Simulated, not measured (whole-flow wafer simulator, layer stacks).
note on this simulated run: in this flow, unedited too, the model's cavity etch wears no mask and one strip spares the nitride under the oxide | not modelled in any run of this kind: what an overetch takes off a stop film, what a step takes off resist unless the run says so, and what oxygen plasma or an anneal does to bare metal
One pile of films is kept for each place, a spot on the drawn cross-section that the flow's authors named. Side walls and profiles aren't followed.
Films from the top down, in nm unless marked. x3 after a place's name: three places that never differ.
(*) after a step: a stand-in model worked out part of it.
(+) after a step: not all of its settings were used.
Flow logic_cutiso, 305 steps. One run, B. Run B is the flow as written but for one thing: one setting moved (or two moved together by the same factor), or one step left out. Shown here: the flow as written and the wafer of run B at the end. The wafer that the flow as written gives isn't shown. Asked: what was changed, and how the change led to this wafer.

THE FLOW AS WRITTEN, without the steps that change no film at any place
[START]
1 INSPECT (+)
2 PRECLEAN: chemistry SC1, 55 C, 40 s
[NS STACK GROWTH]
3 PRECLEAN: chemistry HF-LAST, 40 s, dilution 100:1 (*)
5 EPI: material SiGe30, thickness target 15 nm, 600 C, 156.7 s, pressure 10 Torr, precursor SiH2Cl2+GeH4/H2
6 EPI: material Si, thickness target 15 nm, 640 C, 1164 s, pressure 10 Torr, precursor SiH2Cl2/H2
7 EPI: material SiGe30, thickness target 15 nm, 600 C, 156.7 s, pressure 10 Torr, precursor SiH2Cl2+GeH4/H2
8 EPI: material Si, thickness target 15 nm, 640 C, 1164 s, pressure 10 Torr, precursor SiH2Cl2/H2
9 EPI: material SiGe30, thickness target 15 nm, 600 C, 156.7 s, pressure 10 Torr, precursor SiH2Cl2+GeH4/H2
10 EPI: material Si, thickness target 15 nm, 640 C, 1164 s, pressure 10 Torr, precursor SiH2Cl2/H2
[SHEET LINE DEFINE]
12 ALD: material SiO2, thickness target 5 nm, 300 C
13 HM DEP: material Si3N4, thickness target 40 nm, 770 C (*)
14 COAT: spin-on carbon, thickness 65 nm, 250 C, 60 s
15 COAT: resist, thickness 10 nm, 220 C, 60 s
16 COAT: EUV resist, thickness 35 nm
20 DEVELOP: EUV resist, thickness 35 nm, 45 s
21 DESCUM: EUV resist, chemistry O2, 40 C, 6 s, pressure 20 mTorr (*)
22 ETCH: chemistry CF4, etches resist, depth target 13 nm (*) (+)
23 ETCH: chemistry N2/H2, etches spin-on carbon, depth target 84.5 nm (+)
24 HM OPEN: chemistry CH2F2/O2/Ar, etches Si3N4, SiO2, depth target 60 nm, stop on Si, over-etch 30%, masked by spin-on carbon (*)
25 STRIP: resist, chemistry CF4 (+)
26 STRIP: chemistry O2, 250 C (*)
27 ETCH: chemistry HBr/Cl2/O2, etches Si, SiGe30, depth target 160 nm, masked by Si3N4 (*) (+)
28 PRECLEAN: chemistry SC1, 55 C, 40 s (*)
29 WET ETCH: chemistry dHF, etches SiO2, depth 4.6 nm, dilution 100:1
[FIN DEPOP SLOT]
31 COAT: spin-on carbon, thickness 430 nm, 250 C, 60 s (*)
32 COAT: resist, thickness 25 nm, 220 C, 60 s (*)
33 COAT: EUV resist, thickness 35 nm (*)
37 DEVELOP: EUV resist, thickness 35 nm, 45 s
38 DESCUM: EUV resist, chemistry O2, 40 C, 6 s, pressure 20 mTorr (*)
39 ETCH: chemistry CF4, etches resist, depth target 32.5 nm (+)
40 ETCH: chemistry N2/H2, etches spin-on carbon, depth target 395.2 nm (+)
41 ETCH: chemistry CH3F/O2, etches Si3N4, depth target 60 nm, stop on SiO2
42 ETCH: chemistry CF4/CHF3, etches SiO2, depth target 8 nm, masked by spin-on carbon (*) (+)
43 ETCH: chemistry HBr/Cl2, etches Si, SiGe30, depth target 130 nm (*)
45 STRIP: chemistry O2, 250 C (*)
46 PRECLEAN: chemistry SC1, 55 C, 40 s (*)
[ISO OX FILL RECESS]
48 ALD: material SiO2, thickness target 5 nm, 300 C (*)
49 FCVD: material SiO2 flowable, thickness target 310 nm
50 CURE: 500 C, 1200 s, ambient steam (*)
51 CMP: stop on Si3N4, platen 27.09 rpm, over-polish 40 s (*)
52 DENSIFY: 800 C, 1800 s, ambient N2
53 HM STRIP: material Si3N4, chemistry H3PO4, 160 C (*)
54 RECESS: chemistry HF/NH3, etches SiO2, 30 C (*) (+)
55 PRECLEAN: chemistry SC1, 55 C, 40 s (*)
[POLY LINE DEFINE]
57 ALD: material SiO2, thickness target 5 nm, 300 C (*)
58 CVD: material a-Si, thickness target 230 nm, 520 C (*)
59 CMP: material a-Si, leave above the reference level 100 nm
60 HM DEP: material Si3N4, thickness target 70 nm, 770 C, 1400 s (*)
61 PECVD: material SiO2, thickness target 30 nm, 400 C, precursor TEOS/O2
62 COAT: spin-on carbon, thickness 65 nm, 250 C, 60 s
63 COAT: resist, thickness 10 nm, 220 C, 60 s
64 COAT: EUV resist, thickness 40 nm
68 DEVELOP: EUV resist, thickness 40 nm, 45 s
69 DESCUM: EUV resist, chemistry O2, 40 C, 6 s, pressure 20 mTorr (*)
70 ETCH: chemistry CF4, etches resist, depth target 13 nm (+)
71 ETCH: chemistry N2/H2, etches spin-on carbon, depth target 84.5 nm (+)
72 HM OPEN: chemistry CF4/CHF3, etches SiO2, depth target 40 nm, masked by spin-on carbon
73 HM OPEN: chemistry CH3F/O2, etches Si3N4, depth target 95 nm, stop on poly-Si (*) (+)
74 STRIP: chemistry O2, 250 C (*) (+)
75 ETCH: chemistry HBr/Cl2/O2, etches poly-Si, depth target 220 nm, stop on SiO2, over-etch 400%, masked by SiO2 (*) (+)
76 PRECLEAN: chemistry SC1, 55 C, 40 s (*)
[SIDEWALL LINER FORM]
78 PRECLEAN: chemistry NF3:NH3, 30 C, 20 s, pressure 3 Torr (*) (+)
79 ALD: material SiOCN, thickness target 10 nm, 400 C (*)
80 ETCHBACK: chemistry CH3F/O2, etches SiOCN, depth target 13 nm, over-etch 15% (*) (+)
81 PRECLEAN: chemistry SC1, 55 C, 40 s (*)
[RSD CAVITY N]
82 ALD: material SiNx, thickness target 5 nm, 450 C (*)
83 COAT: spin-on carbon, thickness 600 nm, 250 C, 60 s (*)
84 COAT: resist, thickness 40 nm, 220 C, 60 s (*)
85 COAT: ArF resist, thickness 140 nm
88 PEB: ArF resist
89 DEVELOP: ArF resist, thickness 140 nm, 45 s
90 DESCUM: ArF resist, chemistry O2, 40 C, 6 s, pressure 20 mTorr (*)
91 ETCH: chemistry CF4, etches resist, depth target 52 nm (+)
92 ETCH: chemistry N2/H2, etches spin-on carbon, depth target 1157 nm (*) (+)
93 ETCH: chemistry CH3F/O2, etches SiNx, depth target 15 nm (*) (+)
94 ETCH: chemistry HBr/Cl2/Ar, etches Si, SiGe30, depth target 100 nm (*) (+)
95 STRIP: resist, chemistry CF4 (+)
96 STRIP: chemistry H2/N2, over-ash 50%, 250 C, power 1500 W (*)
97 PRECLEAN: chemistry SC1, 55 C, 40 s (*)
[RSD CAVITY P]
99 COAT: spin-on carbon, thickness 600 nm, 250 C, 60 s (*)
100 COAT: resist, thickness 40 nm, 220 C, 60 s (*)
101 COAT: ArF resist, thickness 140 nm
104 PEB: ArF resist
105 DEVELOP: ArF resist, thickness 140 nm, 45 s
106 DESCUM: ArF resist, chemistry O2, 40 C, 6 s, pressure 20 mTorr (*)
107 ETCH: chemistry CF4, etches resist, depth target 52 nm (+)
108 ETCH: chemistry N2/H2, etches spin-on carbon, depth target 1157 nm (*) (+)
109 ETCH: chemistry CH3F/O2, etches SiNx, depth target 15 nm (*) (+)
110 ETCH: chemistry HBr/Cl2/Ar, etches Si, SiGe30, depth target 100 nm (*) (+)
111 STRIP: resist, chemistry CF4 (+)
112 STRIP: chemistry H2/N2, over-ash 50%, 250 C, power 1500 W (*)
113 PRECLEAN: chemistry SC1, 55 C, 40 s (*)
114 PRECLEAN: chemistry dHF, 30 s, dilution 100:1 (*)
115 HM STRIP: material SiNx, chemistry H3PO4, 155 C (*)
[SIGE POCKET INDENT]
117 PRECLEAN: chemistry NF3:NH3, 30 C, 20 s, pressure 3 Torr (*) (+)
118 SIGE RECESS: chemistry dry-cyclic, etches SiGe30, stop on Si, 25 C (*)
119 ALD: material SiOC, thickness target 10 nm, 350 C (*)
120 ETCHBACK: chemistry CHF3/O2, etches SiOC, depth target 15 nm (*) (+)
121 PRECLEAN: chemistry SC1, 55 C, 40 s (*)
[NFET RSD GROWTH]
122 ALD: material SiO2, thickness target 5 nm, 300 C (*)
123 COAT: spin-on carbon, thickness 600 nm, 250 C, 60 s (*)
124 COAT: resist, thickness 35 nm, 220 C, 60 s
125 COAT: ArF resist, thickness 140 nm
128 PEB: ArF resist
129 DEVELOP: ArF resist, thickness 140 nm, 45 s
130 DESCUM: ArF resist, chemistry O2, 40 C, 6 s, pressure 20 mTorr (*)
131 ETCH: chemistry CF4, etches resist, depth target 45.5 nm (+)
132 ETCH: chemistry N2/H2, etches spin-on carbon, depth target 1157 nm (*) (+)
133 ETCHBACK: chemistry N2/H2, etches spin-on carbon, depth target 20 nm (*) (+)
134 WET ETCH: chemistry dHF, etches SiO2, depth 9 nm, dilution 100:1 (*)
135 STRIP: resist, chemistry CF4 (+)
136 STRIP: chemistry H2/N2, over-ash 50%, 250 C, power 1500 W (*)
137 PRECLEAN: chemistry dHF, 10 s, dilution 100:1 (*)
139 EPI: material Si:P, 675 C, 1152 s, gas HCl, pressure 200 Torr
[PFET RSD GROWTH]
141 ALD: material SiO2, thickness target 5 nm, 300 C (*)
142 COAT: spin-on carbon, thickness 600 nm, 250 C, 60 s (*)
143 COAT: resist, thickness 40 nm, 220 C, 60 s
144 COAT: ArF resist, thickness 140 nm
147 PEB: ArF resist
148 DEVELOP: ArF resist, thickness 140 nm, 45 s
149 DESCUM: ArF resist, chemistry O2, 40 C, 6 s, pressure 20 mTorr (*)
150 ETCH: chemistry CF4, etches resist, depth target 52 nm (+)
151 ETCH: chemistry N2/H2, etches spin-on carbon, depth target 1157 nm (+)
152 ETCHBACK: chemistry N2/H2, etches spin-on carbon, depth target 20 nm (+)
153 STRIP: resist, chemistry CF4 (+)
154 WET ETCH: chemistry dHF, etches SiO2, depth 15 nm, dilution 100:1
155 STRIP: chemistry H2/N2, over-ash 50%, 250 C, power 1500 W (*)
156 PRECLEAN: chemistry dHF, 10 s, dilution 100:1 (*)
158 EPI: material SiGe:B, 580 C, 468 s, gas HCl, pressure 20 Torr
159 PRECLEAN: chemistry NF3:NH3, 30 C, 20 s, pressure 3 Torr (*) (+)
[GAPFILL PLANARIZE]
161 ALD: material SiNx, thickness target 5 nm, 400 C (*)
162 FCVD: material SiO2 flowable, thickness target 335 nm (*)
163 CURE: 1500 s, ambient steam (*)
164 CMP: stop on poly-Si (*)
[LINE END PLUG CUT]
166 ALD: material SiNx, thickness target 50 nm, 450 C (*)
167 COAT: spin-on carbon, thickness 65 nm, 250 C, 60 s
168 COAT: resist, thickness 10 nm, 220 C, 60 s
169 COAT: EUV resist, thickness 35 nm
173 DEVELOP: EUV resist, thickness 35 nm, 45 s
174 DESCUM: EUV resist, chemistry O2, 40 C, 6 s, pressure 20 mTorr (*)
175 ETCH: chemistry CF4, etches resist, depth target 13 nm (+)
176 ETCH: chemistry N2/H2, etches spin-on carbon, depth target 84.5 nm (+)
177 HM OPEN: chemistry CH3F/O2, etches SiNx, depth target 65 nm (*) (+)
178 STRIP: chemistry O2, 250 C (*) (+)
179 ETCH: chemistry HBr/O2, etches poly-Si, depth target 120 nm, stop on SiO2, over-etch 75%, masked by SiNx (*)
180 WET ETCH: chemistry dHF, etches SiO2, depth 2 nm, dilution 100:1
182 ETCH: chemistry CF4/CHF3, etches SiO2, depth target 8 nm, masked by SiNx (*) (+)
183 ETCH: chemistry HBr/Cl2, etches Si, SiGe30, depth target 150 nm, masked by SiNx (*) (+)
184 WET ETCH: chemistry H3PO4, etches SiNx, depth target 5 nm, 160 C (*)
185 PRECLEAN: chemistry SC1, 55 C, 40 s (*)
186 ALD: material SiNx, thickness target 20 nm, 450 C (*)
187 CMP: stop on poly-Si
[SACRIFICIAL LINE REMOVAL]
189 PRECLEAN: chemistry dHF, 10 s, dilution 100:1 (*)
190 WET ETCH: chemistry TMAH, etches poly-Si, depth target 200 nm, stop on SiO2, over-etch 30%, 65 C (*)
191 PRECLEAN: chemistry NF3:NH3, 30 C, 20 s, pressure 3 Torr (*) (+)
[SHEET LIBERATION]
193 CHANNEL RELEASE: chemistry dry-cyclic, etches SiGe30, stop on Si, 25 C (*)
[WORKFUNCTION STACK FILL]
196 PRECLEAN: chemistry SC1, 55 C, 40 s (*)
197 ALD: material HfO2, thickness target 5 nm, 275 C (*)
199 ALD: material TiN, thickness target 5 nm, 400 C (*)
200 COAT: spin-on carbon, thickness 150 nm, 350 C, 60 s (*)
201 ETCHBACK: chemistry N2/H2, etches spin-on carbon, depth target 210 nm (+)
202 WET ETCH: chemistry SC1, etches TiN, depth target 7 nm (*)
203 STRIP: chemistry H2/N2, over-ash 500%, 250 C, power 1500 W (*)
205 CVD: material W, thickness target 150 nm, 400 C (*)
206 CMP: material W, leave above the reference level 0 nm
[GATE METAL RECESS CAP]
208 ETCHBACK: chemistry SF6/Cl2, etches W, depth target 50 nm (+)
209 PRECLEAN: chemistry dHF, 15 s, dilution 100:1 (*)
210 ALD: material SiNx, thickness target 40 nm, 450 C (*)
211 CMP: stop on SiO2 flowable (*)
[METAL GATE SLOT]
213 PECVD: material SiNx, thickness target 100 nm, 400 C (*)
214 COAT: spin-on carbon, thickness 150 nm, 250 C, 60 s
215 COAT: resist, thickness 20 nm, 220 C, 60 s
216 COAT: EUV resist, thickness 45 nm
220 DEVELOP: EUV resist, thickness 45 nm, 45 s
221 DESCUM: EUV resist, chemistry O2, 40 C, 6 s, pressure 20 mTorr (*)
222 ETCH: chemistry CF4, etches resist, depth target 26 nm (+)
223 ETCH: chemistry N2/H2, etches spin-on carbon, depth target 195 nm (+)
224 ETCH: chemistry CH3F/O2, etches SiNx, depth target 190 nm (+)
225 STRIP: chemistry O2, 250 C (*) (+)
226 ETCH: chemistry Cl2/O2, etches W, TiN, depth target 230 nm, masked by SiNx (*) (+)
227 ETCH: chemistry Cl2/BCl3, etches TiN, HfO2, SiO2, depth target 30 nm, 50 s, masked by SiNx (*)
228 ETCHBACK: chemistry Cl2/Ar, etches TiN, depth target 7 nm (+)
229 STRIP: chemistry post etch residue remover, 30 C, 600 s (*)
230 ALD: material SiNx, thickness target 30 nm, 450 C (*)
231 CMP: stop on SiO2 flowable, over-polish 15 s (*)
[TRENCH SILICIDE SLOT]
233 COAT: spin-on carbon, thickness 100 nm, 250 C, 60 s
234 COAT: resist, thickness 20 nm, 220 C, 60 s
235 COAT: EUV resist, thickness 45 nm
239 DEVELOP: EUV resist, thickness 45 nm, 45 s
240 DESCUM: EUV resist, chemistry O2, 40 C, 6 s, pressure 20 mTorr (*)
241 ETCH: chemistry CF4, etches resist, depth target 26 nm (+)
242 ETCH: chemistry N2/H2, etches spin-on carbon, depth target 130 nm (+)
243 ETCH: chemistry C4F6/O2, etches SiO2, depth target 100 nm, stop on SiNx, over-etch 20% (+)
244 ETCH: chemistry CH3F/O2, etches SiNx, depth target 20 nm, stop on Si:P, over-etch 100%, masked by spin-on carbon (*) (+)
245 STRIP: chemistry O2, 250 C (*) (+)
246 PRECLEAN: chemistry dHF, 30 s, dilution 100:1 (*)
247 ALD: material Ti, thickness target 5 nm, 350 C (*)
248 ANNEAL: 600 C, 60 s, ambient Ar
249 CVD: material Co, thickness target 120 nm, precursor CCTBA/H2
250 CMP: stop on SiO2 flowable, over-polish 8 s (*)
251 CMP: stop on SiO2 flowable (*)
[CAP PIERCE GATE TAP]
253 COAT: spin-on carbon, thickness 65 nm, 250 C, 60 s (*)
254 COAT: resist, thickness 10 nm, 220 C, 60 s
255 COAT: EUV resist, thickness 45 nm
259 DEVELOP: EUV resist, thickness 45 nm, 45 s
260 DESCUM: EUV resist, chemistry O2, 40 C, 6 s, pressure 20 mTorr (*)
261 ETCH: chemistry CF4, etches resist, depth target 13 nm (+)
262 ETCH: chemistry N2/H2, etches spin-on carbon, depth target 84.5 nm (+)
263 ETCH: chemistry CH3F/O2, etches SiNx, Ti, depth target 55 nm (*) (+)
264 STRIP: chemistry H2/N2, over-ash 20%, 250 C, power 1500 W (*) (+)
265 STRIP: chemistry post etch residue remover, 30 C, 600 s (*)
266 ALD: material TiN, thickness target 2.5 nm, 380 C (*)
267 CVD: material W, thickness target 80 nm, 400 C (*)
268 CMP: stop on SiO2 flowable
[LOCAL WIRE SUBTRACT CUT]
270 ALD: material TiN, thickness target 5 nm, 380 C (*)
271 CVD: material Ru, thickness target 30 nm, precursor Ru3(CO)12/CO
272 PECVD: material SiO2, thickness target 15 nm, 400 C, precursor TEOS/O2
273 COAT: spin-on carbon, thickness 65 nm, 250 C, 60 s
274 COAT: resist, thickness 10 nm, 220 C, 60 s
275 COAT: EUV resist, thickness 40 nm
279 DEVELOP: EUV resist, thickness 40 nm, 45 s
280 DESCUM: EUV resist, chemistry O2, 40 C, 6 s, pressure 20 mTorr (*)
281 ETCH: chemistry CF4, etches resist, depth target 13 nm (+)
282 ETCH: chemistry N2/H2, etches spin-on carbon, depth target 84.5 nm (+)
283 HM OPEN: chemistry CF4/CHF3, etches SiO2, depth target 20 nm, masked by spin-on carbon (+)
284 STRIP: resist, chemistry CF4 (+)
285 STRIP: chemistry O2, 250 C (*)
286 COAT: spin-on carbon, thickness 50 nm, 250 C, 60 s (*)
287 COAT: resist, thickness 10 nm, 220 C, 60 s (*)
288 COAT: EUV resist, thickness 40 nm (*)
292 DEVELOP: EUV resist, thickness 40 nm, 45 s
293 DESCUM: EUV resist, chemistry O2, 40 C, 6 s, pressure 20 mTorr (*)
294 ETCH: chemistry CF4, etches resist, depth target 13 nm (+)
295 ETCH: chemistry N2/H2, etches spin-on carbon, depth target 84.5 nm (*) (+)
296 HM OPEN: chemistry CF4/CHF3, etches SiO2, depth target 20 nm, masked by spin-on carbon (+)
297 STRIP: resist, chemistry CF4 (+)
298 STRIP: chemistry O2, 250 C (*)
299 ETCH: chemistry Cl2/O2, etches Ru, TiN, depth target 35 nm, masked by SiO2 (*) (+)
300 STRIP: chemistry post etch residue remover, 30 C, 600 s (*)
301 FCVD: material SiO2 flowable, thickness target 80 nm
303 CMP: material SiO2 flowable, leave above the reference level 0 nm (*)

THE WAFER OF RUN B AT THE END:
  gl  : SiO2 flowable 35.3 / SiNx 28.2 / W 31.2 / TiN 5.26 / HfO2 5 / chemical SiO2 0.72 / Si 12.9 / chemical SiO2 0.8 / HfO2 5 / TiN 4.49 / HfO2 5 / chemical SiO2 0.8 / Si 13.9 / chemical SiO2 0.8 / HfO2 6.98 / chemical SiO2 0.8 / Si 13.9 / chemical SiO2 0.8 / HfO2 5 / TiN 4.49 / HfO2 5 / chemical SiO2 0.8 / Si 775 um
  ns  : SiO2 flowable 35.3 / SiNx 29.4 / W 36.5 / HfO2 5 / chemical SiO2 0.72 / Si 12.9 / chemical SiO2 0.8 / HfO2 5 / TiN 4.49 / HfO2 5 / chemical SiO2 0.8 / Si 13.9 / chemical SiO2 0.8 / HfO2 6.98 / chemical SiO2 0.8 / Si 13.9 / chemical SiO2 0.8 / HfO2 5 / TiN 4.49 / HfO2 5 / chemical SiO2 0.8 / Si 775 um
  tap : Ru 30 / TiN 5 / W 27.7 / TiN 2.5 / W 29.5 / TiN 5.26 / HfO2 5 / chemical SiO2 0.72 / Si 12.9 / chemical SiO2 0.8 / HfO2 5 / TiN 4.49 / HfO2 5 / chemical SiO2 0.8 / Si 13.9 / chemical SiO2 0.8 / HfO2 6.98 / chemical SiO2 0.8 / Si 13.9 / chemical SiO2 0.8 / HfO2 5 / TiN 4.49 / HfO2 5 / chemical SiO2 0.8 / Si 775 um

The cause: step 7, EPI: thickness target 7.5 nm was run, where the flow has thickness target 15 nm; step 7, EPI: 78.3 s was run, where the flow has 156.7 s.

How the change led to this, step by step:
  7 EPI: material SiGe30, thickness target 15 nm, 600 C, 156.7 s, pressure 10 Torr, precursor SiH2Cl2+GeH4/H2
      depop, dpovl, gfld and 19 more: SiGe30 +7.5 (new film) (as written it would be: SiGe30 +15 (new film))
  27 ETCH: chemistry HBr/Cl2/O2, etches Si, SiGe30, depth target 160 nm, masked by Si3N4 (*) (+)
      gfld, gxf, iso, lnri: chemical SiO2 -0.79 (all of it), Si -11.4 (all of it), SiGe30 -15 (all of it), Si -15 (all of it), SiGe30 -7.5 (all of it), Si -15 (all of it), SiGe30 -15 (all of it), Si -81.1 (as written it would be: chemical SiO2 -0.79 (all of it), Si -11.4 (all of it), SiGe30 -15 (all of it), Si -15 (all of it), SiGe30 -15 (all of it), Si -15 (all of it), SiGe30 -15 (all of it), Si -73.6)
      dpovl, nsgap: chemical SiO2 -0.79 (all of it), Si -11.8 (all of it), SiGe30 -15 (all of it), Si -15 (all of it), SiGe30 -7.5 (all of it), Si -15 (all of it), SiGe30 -15 (all of it), Si -80.7 (as written it would be: chemical SiO2 -0.79 (all of it), Si -11.8 (all of it), SiGe30 -15 (all of it), Si -15 (all of it), SiGe30 -15 (all of it), Si -15 (all of it), SiGe30 -15 (all of it), Si -73.2)
      (and at 1 more place)
  43 ETCH: chemistry HBr/Cl2, etches Si, SiGe30, depth target 130 nm (*)
      depop: Si -14 (all of it), SiGe30 -15 (all of it), Si -15 (all of it), SiGe30 -7.5 (all of it), Si -15 (all of it), SiGe30 -15 (all of it), Si -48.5 (as written it would be: Si -14 (all of it), SiGe30 -15 (all of it), Si -15 (all of it), SiGe30 -15 (all of it), Si -15 (all of it), SiGe30 -15 (all of it), Si -41)
  94 ETCH: chemistry HBr/Cl2/Ar, etches Si, SiGe30, depth target 100 nm (*) (+)
      rsdn, rsdx: chemical SiO2 -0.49 (all of it), Si -12.8 (all of it), SiGe30 -15 (all of it), Si -15 (all of it), SiGe30 -7.5 (all of it), Si -15 (all of it), SiGe30 -15 (all of it), Si -19.7 (as written it would be: chemical SiO2 -0.49 (all of it), Si -12.8 (all of it), SiGe30 -15 (all of it), Si -15 (all of it), SiGe30 -15 (all of it), Si -15 (all of it), SiGe30 -15 (all of it), Si -12.2)
  110 ETCH: chemistry HBr/Cl2/Ar, etches Si, SiGe30, depth target 100 nm (*) (+)
      rsdp, rsdw: chemical SiO2 -0.49 (all of it), Si -12.8 (all of it), SiGe30 -15 (all of it), Si -15 (all of it), SiGe30 -7.5 (all of it), Si -15 (all of it), SiGe30 -15 (all of it), Si -19.7 (as written it would be: chemical SiO2 -0.49 (all of it), Si -12.8 (all of it), SiGe30 -15 (all of it), Si -15 (all of it), SiGe30 -15 (all of it), Si -15 (all of it), SiGe30 -15 (all of it), Si -12.2)
  118 SIGE RECESS: chemistry dry-cyclic, etches SiGe30, stop on Si, 25 C (*)
      lnr, lnrp, lnrt: SiOCN -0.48, Si -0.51, cavity +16 (new film), SiGe30 -15 (all of it), Si -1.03, cavity +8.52 (new film), SiGe30 -7.5 (all of it), Si -1.03, cavity +16 (new film), SiGe30 -15 (all of it), Si -0.51 (as written it would be: SiOCN -0.48, Si -0.51, cavity +16 (new film), SiGe30 -15 (all of it), Si -1.03, cavity +16 (new film), SiGe30 -15 (all of it), Si -1.03, cavity +16 (new film), SiGe30 -15 (all of it), Si -0.51)
  119 ALD: material SiOC, thickness target 10 nm, 350 C (*)
      lnr, lnrp, lnrt: SiOC +10 (new film), SiOC +16 (new film), cavity -16 (all of it), SiOC +8.52 (new film), cavity -8.52 (all of it), SiOC +16 (new film), cavity -16 (all of it) (as written it would be: SiOC +10 (new film), SiOC +16 (new film), cavity -16 (all of it), SiOC +16 (new film), cavity -16 (all of it), SiOC +16 (new film), cavity -16 (all of it))
  183 ETCH: chemistry HBr/Cl2, etches Si, SiGe30, depth target 150 nm, masked by SiNx (*) (+)
      plug: Si -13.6 (all of it), SiGe30 -15 (all of it), Si -15 (all of it), SiGe30 -7.5 (all of it), Si -15 (all of it), SiGe30 -15 (all of it), Si -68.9 (as written it would be: Si -13.6 (all of it), SiGe30 -15 (all of it), Si -15 (all of it), SiGe30 -15 (all of it), Si -15 (all of it), SiGe30 -15 (all of it), Si -61.4)
  193 CHANNEL RELEASE: chemistry dry-cyclic, etches SiGe30, stop on Si, 25 C (*)
      gl, glp, gxn, gxp, ns, tap: chemical SiO2 +0.8 (new film), Si -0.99, chemical SiO2 +0.8 (new film), cavity +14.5 (new film), chemical SiO2 +0.8 (new film), SiGe30 -15 (all of it), Si -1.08, chemical SiO2 +0.8 (new film), cavity +6.98 (new film), chemical SiO2 +0.8 (new film), SiGe30 -7.5 (all of it), Si -1.08, chemical SiO2 +0.8 (new film), cavity +14.5 (new film), chemical SiO2 +0.8 (new film), SiGe30 -15 (all of it), Si -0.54 (as written it would be: chemical SiO2 +0.8 (new film), Si -0.99, chemical SiO2 +0.8 (new film), cavity +14.5 (new film), chemical SiO2 +0.8 (new film), SiGe30 -15 (all of it), Si -1.08, chemical SiO2 +0.8 (new film), cavity +14.5 (new film), chemical SiO2 +0.8 (new film), SiGe30 -15 (all of it), Si -1.08, chemical SiO2 +0.8 (new film), cavity +14.5 (new film), chemical SiO2 +0.8 (new film), SiGe30 -15 (all of it), Si -0.54)
  197 ALD: material HfO2, thickness target 5 nm, 275 C (*)
      gl, glp, gxn, gxp, ns, tap: HfO2 +5 (new film), HfO2 +5 (new film), cavity -10, HfO2 +5 (new film), HfO2 +6.98 (new film), cavity -6.98 (all of it), HfO2 +5 (new film), cavity -10, HfO2 +5 (new film) (as written it would be: HfO2 +5 (new film), HfO2 +5 (new film), cavity -10, HfO2 +5 (new film), HfO2 +5 (new film), cavity -10, HfO2 +5 (new film), HfO2 +5 (new film), cavity -10, HfO2 +5 (new film))
  199 ALD: material TiN, thickness target 5 nm, 400 C (*)
      gl, glp, tap: TiN +5.26 (new film), TiN +4.49 (new film), cavity -4.49 (all of it), TiN +4.49 (new film), cavity -4.49 (all of it) (as written it would be: TiN +5.26 (new film), TiN +4.49 (new film), cavity -4.49 (all of it), TiN +4.49 (new film), cavity -4.49 (all of it), TiN +4.49 (new film), cavity -4.49 (all of it))
      gxn, gxp, ns: TiN +5 (new film), TiN +4.49 (new film), cavity -4.49 (all of it), TiN +4.49 (new film), cavity -4.49 (all of it) (as written it would be: TiN +5 (new film), TiN +4.49 (new film), cavity -4.49 (all of it), TiN +4.49 (new film), cavity -4.49 (all of it), TiN +4.49 (new film), cavity -4.49 (all of it))
Counting metal films that touch as one body, gl has 3 bodies (between them, from the top down: HfO2 5 / chemical SiO2 0.72 / Si 12.9 / chemical SiO2 0.8 / HfO2 5; HfO2 5 / chemical SiO2 0.8 / Si 13.9 / chemical SiO2 0.8 / HfO2 6.98 / chemical SiO2 0.8 / Si 13.9 / chemical SiO2 0.8 / HfO2 5); the flow as written gives 4 bodies (between them, from the top down: HfO2 5 / chemical SiO2 0.72 / Si 12.9 / chemical SiO2 0.8 / HfO2 5; HfO2 5 / chemical SiO2 0.8 / Si 13.9 / chemical SiO2 0.8 / HfO2 5; HfO2 5 / chemical SiO2 0.8 / Si 13.9 / chemical SiO2 0.8 / HfO2 5).
Counting metal films that touch as one body, ns has 3 bodies (between them, from the top down: HfO2 5 / chemical SiO2 0.72 / Si 12.9 / chemical SiO2 0.8 / HfO2 5; HfO2 5 / chemical SiO2 0.8 / Si 13.9 / chemical SiO2 0.8 / HfO2 6.98 / chemical SiO2 0.8 / Si 13.9 / chemical SiO2 0.8 / HfO2 5); the flow as written gives 4 bodies (between them, from the top down: HfO2 5 / chemical SiO2 0.72 / Si 12.9 / chemical SiO2 0.8 / HfO2 5; HfO2 5 / chemical SiO2 0.8 / Si 13.9 / chemical SiO2 0.8 / HfO2 5; HfO2 5 / chemical SiO2 0.8 / Si 13.9 / chemical SiO2 0.8 / HfO2 5).
Counting metal films that touch as one body, tap has 3 bodies (between them, from the top down: HfO2 5 / chemical SiO2 0.72 / Si 12.9 / chemical SiO2 0.8 / HfO2 5; HfO2 5 / chemical SiO2 0.8 / Si 13.9 / chemical SiO2 0.8 / HfO2 6.98 / chemical SiO2 0.8 / Si 13.9 / chemical SiO2 0.8 / HfO2 5); the flow as written gives 4 bodies (between them, from the top down: HfO2 5 / chemical SiO2 0.72 / Si 12.9 / chemical SiO2 0.8 / HfO2 5; HfO2 5 / chemical SiO2 0.8 / Si 13.9 / chemical SiO2 0.8 / HfO2 5; HfO2 5 / chemical SiO2 0.8 / Si 13.9 / chemical SiO2 0.8 / HfO2 5).
